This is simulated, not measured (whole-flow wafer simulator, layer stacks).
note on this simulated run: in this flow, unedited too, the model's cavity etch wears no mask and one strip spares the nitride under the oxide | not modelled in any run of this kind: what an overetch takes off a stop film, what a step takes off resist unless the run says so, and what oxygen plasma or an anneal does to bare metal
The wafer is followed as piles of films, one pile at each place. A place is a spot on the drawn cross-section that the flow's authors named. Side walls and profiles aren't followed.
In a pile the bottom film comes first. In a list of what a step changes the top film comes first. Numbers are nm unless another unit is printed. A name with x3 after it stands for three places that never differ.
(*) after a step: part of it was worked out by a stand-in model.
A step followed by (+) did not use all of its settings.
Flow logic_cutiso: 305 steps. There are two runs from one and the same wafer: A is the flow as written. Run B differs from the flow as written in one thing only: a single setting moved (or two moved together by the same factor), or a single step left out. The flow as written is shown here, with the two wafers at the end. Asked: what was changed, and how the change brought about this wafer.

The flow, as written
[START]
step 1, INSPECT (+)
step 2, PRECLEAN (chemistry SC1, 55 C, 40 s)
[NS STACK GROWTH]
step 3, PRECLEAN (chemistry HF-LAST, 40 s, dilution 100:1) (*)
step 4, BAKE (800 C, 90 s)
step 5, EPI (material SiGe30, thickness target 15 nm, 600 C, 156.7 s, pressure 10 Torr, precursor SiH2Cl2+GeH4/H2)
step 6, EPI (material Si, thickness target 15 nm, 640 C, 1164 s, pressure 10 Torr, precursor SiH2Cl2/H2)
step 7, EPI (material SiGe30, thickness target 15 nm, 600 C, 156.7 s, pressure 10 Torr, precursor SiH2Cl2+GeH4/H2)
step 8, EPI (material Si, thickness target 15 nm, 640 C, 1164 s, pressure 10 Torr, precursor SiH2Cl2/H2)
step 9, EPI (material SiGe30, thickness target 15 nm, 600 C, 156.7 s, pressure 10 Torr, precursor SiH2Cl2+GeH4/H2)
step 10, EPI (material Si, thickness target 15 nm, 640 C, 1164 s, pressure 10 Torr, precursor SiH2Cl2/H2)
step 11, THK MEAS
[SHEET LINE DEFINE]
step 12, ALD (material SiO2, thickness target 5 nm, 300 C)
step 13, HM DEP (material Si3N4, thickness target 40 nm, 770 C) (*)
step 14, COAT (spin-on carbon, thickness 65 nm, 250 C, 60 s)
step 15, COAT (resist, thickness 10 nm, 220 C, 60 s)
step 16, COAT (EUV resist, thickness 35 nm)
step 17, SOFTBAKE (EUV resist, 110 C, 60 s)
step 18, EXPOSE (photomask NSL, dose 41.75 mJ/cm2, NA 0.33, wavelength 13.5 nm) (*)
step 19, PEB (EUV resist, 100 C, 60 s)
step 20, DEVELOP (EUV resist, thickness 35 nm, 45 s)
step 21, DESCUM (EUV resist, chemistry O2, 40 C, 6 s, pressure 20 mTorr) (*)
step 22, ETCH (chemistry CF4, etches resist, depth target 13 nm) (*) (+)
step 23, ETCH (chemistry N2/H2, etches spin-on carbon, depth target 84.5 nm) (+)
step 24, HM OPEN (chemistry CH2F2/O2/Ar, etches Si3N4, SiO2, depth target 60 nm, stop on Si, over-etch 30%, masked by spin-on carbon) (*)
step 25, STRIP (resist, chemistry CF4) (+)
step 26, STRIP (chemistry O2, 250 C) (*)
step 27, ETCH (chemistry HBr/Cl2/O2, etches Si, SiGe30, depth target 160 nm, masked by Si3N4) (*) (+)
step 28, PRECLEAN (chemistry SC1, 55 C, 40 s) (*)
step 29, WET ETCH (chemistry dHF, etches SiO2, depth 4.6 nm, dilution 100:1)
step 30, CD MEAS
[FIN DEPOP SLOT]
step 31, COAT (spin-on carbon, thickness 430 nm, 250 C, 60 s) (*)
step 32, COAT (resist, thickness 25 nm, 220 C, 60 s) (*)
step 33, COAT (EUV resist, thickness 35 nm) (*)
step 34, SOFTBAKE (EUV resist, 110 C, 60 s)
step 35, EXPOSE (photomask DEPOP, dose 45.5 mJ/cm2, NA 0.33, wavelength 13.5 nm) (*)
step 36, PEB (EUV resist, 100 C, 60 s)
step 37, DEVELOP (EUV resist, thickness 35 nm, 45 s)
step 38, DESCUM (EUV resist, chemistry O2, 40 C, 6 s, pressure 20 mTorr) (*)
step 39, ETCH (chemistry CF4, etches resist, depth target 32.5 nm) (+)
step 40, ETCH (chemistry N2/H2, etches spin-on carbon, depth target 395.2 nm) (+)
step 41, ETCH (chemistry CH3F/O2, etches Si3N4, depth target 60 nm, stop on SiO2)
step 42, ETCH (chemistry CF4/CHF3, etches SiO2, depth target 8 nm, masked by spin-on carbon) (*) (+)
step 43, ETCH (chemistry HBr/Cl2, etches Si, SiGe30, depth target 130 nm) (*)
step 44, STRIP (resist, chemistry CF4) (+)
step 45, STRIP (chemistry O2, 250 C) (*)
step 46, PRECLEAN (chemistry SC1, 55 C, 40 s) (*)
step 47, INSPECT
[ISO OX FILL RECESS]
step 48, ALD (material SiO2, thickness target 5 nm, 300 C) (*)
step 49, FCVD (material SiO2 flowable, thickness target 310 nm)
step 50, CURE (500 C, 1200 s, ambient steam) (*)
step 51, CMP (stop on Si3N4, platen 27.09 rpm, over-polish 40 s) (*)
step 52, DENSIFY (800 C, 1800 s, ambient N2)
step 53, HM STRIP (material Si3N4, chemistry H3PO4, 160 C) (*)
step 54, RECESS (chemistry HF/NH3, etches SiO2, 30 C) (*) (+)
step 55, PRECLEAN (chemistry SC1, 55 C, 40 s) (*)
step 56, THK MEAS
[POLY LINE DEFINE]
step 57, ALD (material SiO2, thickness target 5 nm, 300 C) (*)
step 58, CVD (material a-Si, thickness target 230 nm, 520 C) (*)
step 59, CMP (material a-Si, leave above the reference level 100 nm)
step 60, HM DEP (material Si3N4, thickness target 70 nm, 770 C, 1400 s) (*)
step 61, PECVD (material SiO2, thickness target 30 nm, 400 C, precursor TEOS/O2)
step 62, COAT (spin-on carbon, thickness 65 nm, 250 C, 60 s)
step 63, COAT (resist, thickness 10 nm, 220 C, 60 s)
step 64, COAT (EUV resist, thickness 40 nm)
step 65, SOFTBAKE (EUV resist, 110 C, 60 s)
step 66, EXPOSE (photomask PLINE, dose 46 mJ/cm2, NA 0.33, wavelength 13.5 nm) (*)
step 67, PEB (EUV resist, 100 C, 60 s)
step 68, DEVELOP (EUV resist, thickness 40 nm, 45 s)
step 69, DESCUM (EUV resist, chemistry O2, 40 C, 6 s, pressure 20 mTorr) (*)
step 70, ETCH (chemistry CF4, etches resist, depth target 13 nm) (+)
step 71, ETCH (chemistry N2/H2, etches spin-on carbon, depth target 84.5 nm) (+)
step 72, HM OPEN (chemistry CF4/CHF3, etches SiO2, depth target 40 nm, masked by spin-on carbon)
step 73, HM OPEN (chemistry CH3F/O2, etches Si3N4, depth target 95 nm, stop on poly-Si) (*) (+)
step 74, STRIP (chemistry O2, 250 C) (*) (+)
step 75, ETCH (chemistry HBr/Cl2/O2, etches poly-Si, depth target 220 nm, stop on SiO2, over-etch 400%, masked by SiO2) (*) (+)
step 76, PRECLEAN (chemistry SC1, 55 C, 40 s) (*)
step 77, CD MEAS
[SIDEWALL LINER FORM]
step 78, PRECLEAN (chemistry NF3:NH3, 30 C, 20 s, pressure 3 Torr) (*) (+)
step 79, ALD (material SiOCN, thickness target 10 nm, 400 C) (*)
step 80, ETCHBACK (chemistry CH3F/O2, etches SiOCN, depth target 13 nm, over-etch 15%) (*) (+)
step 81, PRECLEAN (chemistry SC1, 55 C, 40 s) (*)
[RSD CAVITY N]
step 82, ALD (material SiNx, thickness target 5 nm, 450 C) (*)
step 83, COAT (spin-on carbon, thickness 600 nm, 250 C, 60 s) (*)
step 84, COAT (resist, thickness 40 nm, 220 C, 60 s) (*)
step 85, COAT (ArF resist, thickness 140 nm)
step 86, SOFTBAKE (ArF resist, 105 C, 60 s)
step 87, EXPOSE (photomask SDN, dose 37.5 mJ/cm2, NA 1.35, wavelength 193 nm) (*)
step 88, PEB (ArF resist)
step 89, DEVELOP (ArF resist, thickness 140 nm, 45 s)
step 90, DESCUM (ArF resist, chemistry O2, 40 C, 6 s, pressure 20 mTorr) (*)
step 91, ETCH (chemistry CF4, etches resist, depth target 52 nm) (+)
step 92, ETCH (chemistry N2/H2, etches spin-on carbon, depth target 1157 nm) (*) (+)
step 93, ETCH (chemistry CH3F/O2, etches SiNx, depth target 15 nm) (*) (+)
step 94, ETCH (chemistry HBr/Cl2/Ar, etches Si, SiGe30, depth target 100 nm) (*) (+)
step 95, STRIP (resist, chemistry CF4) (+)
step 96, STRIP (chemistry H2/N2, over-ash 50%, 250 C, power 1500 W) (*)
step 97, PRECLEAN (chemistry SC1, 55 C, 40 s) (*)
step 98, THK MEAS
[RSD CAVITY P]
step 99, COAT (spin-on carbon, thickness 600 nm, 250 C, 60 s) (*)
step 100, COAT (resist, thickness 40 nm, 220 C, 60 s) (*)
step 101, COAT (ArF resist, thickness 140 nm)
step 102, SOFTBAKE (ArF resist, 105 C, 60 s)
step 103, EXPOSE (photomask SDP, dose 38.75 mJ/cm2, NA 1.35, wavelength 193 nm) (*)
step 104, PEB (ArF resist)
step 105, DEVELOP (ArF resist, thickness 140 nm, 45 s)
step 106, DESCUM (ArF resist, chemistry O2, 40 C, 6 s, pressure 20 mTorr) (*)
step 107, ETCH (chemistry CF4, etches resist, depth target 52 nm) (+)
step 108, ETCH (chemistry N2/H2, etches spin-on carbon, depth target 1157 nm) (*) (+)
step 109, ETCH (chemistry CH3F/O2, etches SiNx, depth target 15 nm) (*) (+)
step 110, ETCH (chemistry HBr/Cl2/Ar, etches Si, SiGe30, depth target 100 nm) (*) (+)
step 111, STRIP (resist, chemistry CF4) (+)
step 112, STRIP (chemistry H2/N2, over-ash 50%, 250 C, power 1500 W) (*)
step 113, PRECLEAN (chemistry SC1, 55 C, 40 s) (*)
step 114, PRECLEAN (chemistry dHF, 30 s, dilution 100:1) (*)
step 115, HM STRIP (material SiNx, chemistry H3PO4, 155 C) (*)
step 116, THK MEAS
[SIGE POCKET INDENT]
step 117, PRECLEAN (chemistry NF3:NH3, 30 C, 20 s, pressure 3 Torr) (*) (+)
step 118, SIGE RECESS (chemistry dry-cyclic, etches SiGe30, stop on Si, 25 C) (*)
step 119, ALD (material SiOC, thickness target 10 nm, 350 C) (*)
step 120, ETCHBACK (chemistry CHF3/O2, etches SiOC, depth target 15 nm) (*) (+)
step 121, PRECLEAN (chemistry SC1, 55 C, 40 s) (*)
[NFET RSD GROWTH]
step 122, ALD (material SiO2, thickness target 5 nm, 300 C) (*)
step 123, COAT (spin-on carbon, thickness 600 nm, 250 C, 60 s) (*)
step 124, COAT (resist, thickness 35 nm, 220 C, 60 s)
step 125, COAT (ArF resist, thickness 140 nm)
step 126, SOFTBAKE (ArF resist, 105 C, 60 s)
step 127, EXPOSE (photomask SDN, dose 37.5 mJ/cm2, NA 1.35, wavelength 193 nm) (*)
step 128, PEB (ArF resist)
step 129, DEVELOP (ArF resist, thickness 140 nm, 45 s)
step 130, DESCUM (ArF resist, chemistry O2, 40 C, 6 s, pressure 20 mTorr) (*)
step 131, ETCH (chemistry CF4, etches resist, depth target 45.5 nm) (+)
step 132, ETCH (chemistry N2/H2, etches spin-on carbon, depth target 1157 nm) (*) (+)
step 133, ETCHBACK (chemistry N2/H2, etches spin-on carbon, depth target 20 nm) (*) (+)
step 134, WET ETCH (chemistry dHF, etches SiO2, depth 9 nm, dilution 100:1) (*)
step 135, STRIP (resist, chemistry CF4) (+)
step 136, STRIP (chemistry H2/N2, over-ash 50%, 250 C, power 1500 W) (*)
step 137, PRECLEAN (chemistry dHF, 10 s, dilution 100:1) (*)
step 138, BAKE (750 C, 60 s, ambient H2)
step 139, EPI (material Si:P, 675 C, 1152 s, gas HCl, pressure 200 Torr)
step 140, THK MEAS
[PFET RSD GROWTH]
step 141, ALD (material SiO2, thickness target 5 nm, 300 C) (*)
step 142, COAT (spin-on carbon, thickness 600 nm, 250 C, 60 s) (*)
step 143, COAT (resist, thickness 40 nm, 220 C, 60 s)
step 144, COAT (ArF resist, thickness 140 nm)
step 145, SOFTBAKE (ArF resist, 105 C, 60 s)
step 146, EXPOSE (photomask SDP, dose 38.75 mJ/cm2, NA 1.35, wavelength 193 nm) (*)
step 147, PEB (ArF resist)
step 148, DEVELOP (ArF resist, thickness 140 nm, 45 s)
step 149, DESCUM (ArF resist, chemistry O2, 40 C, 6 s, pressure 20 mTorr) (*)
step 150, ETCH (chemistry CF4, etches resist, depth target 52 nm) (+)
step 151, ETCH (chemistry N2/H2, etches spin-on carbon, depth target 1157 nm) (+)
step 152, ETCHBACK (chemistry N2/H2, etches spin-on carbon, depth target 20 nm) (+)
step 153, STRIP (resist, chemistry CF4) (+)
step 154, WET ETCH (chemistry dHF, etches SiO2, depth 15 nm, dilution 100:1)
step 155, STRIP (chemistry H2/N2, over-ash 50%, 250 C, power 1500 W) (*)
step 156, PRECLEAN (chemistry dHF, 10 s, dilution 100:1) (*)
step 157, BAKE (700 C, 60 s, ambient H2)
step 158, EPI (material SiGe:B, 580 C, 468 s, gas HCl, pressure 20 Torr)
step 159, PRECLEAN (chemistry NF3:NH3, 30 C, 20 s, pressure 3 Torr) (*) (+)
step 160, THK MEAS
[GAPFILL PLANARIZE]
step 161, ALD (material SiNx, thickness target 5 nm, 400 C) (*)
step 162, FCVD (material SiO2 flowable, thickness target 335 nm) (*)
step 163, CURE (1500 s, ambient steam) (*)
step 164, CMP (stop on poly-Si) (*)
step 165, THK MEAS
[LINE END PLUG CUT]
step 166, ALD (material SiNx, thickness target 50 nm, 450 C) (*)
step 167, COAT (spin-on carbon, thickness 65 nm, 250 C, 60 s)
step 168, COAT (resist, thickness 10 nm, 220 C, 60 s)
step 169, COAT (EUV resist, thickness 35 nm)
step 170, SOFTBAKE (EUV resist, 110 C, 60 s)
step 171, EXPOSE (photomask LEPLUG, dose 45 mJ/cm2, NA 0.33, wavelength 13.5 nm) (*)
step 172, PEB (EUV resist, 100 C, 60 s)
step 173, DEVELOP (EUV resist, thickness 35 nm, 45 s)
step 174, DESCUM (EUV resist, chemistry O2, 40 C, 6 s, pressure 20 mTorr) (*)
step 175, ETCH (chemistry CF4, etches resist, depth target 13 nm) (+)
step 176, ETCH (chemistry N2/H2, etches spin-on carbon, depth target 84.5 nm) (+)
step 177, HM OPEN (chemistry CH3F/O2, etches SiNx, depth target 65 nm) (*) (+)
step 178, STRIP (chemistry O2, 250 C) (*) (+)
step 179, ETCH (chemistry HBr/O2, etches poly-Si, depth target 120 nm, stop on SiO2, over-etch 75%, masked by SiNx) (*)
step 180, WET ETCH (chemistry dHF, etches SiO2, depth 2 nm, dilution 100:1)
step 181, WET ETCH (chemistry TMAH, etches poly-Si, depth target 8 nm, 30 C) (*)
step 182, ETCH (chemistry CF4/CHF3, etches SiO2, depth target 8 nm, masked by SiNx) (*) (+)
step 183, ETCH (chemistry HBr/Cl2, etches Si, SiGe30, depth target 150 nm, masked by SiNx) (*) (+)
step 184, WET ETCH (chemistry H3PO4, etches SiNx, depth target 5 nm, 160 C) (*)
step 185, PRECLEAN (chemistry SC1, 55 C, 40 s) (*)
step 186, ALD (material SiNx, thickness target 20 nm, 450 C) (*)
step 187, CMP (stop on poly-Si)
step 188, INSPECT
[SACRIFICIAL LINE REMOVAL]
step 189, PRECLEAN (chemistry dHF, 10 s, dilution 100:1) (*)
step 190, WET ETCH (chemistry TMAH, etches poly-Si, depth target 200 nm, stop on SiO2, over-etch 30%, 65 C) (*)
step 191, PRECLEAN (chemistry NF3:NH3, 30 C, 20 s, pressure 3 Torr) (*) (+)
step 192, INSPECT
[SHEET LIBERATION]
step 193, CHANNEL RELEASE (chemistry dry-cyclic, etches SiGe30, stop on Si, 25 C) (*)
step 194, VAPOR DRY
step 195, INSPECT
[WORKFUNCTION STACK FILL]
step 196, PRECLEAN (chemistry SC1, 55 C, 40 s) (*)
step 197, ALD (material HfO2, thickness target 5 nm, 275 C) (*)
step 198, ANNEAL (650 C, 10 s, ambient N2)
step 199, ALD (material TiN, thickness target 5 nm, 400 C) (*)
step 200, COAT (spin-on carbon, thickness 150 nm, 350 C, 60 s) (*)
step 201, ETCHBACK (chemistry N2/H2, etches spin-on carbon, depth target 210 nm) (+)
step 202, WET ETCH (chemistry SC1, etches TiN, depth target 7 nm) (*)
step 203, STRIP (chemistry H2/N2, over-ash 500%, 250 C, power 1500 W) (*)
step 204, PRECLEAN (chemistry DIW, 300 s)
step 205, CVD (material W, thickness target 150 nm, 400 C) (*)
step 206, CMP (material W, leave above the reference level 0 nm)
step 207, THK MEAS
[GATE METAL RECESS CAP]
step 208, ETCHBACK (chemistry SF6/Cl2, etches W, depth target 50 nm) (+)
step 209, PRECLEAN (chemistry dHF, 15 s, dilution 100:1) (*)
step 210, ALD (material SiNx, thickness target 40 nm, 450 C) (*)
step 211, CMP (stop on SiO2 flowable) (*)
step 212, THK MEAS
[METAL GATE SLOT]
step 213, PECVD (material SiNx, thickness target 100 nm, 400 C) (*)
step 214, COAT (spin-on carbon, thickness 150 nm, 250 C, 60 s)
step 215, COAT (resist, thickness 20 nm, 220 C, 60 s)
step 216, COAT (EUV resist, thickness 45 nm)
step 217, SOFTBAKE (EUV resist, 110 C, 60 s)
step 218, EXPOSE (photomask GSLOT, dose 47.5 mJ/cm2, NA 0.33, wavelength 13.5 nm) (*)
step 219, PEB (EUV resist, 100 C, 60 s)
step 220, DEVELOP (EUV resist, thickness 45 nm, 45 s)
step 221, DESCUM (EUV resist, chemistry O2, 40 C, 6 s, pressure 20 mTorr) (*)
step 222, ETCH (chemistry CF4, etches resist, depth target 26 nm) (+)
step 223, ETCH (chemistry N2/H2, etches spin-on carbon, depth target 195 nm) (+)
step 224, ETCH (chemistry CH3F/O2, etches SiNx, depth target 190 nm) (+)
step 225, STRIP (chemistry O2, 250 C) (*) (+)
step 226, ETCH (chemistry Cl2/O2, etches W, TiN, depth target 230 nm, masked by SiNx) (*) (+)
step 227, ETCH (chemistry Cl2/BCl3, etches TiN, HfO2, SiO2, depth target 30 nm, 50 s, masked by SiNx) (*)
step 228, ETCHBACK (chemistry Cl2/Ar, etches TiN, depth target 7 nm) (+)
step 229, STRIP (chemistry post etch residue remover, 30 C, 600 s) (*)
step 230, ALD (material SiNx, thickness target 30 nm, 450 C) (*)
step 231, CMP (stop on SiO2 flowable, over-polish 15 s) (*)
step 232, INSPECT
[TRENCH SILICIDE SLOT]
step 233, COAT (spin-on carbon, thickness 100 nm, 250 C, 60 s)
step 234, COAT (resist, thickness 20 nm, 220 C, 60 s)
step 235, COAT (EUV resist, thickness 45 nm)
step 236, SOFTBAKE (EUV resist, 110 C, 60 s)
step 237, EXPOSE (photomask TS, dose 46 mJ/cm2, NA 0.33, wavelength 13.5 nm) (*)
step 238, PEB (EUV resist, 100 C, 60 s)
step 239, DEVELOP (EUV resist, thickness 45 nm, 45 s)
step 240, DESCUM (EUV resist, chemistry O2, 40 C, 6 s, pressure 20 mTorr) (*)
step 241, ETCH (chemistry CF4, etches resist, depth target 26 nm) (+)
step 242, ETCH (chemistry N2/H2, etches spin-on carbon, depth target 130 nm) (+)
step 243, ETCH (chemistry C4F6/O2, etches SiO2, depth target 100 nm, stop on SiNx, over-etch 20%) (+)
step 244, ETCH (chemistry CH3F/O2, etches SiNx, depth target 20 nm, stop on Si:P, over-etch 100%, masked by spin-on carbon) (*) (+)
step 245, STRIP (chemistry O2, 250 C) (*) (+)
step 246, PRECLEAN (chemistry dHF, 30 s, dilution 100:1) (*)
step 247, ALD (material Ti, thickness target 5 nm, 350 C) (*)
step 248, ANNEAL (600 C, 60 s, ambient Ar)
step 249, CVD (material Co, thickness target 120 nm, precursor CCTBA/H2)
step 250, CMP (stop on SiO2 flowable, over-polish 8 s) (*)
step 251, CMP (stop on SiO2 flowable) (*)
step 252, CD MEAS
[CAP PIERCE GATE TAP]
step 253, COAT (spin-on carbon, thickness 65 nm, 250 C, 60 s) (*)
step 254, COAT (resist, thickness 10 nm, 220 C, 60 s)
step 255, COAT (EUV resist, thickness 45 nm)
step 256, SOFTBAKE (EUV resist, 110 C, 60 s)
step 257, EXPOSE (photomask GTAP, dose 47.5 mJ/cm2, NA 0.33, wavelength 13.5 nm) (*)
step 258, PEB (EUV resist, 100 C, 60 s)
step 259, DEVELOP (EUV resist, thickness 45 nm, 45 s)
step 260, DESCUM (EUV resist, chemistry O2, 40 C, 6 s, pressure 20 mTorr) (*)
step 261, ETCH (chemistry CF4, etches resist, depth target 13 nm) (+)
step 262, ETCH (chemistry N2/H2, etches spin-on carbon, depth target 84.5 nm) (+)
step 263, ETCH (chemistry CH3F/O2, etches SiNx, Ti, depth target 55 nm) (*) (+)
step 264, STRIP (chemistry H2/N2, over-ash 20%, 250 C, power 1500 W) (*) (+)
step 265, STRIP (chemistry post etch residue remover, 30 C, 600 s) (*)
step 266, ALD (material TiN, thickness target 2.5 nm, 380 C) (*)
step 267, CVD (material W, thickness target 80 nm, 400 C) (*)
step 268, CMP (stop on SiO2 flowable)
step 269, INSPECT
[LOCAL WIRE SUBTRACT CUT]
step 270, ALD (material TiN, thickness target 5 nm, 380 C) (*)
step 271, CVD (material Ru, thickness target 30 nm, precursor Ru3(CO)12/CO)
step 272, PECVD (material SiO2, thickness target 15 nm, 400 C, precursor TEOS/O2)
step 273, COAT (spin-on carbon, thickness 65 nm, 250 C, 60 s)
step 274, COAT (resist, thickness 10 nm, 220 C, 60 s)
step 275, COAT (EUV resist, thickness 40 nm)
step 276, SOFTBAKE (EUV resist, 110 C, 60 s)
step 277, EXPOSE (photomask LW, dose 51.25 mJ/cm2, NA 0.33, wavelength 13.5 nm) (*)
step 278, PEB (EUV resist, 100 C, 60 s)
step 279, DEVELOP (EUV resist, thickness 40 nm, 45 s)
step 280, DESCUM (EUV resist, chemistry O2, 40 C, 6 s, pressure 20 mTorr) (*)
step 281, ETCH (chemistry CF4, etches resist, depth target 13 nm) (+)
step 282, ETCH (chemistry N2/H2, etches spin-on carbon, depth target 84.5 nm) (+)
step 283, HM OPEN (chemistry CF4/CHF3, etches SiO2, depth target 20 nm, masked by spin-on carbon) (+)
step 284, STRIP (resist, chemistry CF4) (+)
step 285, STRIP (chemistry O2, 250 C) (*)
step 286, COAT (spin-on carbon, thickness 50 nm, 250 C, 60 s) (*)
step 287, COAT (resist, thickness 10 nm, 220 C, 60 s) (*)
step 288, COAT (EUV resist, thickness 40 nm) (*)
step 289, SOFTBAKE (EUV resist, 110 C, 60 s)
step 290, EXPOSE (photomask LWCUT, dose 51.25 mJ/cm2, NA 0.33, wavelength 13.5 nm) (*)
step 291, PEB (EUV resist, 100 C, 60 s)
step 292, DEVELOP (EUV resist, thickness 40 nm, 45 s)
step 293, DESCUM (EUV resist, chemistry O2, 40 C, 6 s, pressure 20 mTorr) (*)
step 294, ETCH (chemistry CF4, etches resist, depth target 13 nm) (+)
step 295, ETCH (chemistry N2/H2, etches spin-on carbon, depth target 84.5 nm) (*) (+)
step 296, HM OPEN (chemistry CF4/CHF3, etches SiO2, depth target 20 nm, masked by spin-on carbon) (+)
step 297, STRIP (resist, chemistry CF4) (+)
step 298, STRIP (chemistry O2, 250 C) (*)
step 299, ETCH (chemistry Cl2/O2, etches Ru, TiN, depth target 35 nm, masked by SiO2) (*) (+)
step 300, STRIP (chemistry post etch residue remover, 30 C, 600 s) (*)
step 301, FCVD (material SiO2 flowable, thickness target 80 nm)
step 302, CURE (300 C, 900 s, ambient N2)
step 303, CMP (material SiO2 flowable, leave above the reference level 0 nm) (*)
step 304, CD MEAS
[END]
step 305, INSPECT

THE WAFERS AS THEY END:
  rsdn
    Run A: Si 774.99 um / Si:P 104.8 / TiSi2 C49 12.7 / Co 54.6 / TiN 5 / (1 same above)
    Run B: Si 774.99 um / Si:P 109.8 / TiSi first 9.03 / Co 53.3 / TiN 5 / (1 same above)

Cause: step 248, ANNEAL: 540 C was run, whereas the flow has 600 C.

How this came from the change, step by step:
  step 248, ANNEAL (600 C, 60 s, ambient Ar)
      rsdn: A +12.7 TiSi2 C49 (new film), -5 Ti (all of it), -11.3 Si:P | B +9.03 TiSi first (new film), -5 Ti (all of it), -6.32 Si:P
